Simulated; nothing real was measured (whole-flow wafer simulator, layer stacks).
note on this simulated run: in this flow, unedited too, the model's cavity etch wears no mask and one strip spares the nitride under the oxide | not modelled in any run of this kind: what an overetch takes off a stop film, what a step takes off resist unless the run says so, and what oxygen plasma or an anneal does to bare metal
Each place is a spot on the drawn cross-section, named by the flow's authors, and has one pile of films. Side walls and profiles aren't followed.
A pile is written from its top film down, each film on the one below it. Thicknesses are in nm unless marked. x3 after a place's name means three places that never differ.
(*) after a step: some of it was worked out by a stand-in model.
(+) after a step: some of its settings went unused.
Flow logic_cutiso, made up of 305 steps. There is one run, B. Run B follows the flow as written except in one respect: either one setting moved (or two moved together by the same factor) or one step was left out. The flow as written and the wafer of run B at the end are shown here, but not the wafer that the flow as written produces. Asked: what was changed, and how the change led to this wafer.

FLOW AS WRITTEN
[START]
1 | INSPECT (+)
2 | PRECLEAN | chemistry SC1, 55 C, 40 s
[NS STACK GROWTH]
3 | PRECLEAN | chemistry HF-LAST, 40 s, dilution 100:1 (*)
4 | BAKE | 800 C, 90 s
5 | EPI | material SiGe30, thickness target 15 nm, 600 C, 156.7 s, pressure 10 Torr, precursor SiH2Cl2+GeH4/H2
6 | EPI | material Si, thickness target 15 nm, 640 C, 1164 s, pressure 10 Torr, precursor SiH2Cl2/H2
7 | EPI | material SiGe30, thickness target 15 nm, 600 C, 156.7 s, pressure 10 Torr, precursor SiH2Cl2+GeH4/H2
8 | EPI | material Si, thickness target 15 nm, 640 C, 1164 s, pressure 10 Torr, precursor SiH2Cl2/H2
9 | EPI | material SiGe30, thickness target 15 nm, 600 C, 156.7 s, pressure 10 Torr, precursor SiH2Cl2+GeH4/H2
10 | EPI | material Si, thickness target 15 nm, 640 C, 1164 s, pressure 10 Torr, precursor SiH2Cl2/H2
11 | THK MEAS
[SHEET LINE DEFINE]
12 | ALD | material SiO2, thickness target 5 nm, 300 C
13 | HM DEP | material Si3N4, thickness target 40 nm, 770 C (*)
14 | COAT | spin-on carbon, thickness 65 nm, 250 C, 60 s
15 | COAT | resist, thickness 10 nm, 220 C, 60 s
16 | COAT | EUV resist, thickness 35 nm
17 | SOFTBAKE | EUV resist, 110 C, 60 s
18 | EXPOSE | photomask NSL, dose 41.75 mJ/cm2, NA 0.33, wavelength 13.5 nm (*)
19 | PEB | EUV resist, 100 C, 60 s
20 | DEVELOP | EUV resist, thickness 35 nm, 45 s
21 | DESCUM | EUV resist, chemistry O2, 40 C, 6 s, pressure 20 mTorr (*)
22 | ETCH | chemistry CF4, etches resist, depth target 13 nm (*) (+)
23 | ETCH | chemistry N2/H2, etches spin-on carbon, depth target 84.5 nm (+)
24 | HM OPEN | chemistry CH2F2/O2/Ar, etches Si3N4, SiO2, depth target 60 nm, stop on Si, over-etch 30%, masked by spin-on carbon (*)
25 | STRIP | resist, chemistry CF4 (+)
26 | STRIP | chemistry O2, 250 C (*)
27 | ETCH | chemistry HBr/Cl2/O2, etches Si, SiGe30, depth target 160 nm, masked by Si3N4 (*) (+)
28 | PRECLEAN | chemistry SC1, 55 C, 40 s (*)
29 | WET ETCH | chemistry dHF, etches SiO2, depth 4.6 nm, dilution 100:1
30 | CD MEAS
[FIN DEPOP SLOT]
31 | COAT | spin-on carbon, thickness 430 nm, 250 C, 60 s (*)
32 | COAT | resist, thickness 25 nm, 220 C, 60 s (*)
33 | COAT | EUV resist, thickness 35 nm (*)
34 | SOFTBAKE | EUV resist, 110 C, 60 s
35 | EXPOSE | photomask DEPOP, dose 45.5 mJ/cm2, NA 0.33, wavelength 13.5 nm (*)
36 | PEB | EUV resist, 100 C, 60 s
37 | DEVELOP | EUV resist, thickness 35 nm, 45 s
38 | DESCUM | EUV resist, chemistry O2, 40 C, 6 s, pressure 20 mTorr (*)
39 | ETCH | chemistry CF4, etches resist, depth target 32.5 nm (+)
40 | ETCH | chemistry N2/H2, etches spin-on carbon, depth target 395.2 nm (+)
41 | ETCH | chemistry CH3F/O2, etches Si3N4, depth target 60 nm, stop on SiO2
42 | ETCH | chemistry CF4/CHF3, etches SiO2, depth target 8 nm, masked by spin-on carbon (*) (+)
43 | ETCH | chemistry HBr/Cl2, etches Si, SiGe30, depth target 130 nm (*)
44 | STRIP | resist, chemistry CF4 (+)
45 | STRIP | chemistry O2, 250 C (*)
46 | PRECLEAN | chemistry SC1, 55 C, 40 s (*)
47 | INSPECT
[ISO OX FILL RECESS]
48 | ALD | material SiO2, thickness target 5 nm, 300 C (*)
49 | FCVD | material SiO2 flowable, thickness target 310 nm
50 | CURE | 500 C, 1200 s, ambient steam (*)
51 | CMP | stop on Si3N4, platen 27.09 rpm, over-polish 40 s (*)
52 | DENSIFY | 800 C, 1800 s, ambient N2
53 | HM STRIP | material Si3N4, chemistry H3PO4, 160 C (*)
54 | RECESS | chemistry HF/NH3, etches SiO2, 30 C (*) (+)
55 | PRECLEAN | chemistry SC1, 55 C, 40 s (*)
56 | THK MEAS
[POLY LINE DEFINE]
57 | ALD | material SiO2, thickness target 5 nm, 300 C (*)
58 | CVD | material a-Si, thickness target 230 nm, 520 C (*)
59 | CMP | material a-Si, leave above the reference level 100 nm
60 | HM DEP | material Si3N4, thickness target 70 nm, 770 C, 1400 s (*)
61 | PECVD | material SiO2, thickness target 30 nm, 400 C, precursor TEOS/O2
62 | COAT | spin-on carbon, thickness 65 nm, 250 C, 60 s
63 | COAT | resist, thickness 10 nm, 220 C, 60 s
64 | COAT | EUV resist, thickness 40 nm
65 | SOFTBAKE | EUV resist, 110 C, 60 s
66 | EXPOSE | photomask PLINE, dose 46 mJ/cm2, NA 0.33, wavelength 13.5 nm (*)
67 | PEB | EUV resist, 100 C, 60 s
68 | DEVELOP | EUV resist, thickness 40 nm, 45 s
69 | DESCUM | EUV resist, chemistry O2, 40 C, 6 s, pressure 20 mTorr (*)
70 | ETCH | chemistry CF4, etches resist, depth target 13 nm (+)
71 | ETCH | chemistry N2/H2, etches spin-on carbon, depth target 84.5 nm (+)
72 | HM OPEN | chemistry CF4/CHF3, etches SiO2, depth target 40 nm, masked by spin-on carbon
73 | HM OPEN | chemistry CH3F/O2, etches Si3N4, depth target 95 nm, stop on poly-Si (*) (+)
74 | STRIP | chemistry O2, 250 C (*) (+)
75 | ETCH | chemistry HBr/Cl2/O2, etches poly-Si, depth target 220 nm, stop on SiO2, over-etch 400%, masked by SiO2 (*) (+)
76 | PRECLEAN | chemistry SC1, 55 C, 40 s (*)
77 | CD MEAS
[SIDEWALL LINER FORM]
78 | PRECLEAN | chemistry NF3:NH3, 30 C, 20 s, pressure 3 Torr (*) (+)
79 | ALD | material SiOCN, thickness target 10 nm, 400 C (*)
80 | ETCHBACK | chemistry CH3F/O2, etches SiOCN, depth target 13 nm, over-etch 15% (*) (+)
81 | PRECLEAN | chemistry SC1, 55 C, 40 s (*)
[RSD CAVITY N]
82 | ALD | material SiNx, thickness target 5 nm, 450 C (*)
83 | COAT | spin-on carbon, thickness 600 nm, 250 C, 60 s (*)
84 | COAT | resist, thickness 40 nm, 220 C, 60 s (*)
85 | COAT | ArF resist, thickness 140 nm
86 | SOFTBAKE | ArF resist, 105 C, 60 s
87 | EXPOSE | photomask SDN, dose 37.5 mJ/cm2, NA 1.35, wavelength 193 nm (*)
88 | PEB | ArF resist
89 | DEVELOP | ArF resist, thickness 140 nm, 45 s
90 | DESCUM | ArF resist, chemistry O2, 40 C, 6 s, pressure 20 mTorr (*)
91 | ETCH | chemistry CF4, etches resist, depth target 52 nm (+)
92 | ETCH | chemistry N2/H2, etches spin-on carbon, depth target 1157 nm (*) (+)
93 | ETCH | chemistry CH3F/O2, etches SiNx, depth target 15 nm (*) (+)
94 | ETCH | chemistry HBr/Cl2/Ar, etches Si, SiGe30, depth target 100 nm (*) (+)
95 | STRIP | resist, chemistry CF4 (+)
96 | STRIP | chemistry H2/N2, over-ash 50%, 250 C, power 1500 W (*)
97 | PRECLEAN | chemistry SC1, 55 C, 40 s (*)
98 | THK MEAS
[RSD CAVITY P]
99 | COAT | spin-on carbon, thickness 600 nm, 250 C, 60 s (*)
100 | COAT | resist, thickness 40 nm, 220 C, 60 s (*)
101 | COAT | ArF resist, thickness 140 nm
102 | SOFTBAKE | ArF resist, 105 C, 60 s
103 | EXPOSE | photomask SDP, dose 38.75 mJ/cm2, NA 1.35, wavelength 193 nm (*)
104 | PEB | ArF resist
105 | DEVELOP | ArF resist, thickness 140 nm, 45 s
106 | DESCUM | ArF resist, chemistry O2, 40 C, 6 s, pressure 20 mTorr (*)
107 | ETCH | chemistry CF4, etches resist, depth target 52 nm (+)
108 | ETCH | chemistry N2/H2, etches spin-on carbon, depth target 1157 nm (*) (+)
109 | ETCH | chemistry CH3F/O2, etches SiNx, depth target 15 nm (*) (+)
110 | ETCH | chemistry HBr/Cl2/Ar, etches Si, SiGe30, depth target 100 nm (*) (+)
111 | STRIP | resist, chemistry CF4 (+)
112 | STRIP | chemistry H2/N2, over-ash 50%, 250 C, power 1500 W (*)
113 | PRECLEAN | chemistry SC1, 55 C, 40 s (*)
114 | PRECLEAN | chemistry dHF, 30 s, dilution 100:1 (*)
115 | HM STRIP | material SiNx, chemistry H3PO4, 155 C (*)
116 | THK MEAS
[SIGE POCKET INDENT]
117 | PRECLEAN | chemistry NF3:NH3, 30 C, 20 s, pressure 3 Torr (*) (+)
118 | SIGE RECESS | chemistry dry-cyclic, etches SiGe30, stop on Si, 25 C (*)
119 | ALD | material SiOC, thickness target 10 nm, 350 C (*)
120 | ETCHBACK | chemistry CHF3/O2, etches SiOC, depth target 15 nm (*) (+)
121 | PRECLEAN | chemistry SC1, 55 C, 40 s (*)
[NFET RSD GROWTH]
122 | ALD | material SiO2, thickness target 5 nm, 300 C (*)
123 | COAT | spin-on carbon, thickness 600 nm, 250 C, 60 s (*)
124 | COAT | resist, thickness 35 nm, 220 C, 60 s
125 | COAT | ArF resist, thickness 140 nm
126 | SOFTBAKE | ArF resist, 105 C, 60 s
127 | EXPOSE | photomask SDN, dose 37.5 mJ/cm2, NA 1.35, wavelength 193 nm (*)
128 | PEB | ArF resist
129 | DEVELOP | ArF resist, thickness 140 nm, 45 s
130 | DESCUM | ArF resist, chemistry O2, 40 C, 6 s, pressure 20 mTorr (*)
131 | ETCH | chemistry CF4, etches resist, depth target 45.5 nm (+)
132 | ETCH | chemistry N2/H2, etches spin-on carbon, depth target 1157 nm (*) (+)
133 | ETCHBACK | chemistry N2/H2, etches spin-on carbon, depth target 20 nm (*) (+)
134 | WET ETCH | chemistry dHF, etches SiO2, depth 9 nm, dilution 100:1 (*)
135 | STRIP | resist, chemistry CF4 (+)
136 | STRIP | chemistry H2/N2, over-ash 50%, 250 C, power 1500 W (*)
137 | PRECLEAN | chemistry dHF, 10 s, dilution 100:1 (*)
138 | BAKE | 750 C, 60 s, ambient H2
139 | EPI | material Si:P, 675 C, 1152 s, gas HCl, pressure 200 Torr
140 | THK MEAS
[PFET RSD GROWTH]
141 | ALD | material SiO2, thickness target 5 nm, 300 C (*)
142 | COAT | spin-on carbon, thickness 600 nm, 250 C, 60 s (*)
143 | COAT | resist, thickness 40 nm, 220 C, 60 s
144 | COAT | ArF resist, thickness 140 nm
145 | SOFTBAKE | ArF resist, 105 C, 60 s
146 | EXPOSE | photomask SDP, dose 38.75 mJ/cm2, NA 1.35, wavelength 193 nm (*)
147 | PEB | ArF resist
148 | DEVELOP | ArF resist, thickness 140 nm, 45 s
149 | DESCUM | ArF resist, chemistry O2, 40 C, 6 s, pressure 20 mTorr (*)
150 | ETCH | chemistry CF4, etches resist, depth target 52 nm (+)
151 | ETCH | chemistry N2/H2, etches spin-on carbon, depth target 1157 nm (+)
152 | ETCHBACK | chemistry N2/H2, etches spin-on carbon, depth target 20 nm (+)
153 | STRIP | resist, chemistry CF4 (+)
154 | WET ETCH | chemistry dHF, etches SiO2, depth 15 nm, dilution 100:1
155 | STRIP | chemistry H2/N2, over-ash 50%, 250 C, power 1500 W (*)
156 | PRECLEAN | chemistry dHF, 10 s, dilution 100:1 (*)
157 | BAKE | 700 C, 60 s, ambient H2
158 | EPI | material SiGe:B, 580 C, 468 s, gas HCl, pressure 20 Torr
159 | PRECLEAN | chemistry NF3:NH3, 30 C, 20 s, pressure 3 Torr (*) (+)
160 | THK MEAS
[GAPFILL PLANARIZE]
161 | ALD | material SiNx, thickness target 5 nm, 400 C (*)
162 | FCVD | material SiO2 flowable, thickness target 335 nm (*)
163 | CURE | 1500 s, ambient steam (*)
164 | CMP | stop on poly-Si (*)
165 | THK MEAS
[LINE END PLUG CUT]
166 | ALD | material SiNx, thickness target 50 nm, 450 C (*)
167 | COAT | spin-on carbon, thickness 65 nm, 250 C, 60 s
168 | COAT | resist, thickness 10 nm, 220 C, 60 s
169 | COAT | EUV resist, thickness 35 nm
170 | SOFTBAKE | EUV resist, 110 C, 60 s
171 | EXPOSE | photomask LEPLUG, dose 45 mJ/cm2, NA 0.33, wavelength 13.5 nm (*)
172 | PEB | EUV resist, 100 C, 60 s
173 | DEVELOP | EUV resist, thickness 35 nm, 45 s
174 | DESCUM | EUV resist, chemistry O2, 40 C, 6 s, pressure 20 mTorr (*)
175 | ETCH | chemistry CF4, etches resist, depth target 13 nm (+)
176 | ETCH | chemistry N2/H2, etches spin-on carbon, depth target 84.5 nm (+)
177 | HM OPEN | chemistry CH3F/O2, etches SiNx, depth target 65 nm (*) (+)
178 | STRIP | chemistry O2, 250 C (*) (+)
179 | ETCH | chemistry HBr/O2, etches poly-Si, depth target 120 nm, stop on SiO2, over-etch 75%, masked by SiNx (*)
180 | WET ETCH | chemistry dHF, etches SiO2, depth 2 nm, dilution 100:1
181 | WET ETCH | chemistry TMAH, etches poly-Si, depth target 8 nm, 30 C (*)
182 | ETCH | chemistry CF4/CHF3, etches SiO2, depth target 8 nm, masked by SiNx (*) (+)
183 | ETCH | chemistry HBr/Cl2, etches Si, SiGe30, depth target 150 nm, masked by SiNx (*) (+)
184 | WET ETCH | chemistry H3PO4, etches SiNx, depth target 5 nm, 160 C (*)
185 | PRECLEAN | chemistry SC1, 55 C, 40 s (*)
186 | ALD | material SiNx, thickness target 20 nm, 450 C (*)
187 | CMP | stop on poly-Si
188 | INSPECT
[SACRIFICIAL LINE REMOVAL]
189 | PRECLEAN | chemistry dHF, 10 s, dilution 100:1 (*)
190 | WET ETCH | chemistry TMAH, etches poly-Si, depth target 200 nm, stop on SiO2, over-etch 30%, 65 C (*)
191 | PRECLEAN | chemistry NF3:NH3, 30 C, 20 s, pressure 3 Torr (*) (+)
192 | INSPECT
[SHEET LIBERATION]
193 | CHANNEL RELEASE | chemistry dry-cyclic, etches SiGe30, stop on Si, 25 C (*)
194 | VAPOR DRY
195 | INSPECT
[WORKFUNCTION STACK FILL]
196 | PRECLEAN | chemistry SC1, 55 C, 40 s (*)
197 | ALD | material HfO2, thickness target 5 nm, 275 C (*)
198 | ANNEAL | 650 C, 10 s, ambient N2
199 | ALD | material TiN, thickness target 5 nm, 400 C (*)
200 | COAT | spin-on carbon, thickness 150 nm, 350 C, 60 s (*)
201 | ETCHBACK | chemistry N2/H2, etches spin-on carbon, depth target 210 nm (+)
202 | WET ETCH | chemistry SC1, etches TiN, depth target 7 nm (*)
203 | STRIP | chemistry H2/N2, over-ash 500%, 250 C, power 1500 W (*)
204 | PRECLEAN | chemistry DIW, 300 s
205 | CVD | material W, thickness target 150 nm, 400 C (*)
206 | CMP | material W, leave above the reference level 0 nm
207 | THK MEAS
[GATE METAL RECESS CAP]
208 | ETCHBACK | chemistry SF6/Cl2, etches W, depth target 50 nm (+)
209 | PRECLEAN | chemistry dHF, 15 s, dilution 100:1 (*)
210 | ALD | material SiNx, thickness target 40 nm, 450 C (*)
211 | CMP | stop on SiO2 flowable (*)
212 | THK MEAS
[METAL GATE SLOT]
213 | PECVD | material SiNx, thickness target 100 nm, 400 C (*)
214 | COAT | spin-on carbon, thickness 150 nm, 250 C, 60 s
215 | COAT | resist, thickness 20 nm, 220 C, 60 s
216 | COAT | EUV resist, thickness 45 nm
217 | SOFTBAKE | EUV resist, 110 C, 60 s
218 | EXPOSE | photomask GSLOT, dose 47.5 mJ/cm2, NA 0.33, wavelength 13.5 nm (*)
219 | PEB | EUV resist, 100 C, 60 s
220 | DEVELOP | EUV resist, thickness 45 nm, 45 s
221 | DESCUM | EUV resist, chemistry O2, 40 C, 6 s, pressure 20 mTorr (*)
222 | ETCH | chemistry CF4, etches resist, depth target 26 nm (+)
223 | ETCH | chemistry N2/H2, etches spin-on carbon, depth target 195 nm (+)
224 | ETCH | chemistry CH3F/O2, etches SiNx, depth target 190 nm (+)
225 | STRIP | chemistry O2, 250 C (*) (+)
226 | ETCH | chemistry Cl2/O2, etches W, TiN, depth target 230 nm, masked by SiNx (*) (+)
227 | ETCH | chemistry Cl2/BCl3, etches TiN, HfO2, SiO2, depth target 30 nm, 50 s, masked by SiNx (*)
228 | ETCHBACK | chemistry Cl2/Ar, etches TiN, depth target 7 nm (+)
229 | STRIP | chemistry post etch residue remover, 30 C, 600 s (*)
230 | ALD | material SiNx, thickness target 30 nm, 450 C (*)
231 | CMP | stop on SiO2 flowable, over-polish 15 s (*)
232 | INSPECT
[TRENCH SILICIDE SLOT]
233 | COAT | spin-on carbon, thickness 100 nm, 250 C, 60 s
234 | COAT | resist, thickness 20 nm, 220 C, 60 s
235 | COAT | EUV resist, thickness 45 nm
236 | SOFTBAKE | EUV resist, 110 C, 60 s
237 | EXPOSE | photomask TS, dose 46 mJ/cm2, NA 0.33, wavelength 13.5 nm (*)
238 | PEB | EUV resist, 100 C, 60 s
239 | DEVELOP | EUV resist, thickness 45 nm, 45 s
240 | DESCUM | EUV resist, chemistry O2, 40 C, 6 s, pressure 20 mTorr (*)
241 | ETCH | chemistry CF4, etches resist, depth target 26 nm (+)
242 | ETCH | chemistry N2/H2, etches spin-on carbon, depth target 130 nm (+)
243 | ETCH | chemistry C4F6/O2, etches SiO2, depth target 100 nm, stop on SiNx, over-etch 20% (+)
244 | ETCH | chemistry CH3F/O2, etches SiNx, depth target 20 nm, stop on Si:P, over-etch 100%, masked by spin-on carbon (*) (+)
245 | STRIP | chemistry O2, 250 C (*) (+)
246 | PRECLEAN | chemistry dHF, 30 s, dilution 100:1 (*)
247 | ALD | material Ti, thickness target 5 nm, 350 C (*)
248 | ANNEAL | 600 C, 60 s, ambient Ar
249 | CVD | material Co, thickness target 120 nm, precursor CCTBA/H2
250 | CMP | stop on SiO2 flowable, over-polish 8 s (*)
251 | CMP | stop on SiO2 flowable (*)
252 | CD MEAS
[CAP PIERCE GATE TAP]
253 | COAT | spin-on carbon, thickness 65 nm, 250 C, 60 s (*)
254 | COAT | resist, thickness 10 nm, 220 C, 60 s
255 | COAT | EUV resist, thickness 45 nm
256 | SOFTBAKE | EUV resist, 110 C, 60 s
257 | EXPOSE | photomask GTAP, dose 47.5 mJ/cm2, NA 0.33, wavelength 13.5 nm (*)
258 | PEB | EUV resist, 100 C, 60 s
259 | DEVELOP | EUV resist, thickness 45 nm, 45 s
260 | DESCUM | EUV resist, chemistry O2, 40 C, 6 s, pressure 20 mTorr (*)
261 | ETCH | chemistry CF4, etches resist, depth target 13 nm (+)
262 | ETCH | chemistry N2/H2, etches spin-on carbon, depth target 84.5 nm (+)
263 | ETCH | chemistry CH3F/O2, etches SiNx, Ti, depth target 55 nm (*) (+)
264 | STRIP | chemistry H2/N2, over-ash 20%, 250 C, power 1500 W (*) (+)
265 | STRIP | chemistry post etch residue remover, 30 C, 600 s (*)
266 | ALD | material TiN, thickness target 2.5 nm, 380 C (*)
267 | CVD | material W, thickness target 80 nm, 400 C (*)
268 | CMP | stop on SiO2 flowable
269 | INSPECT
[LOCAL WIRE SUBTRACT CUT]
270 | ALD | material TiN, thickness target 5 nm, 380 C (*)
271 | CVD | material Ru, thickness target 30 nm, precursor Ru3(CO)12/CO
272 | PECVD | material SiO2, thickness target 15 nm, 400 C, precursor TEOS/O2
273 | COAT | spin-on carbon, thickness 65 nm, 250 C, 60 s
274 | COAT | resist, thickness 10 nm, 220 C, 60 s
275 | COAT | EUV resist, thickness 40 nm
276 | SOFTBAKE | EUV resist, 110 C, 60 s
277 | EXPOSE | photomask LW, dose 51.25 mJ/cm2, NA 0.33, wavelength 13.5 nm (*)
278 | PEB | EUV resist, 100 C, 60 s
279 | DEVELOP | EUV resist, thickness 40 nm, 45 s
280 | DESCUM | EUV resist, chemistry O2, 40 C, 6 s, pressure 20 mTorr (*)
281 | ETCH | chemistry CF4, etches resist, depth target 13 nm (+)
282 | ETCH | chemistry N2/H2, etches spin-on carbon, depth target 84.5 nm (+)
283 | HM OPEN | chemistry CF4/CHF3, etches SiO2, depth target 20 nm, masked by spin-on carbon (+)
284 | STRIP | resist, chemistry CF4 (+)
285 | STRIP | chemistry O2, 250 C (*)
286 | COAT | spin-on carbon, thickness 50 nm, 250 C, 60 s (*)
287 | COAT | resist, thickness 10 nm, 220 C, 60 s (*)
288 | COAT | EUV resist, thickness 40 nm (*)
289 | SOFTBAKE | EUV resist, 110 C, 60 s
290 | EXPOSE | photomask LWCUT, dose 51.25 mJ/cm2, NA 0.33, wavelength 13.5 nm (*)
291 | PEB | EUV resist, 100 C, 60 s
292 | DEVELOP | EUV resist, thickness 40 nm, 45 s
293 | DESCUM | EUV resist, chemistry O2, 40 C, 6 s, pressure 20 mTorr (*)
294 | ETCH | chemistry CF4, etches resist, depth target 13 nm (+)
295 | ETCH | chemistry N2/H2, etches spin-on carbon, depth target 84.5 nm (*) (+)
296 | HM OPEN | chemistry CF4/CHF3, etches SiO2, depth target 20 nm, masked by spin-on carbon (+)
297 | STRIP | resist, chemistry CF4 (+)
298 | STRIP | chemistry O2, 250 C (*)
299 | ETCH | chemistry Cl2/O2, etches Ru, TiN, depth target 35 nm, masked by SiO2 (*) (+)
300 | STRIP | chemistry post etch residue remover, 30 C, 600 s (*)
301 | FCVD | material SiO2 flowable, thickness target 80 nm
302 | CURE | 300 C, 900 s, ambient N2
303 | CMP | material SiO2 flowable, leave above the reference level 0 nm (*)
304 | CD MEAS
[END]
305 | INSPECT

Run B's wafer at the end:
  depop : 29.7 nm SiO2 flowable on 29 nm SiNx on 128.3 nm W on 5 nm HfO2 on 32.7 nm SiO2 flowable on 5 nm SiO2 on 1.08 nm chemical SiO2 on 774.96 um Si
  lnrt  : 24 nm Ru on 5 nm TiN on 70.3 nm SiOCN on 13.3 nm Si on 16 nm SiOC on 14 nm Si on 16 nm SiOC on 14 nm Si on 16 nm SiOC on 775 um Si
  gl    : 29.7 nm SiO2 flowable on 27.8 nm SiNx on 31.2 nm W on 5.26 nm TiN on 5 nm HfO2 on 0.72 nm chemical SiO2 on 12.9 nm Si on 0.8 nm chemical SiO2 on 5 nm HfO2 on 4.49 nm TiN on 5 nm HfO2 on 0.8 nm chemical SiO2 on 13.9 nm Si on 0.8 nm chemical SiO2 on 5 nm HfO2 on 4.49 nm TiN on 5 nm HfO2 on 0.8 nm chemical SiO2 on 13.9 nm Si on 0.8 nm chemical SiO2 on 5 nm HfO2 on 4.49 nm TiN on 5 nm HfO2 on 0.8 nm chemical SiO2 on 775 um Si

Cause: step 271, CVD: thickness target 24 nm was run, while the flow as written has thickness target 30 nm.
One can read it off the wafer: lnrt has Ru 24, and step 271 as written asks for 30 nm.

Step by step, how the change led to this:
  271 | CVD | material Ru, thickness target 30 nm, precursor Ru3(CO)12/CO
      depop, dpovl, gfld and 19 more: +24 Ru (new film) (in the flow as written it would be: +30 Ru (new film))
  299 | ETCH | chemistry Cl2/O2, etches Ru, TiN, depth target 35 nm, masked by SiO2 (*) (+)
      depop, dpovl, gfld and 9 more: -23.6 Ru (all of it), -5 TiN (all of it), -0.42 SiNx (in the flow as written it would be: -29.6 Ru (all of it), -5 TiN (all of it))
      iso, rsdx: -23.6 Ru (all of it), -5 TiN (all of it), -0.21 SiO2 flowable (in the flow as written it would be: -29.6 Ru (all of it), -5 TiN (all of it))
      (as well as at 4 more places)
  301 | FCVD | material SiO2 flowable, thickness target 80 nm
      lnrt, rsdn, rsdp, tap: +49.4 SiO2 flowable (new film) (in the flow as written it would be: +45.3 SiO2 flowable (new film))
      lnr, lnri, lnrp: +92.2 SiO2 flowable (new film) (in the flow as written it would be: +94.2 SiO2 flowable (new film))
  303 | CMP | material SiO2 flowable, leave above the reference level 0 nm (*)
      gfld, gl, glp and 10 more: -63.2 SiO2 flowable (in the flow as written it would be: -59.2 SiO2 flowable)
      depop, dpovl, isow, ns, nsgap: -50.3 SiO2 flowable (in the flow as written it would be: -44.7 SiO2 flowable)
      (as well as at 4 more places)
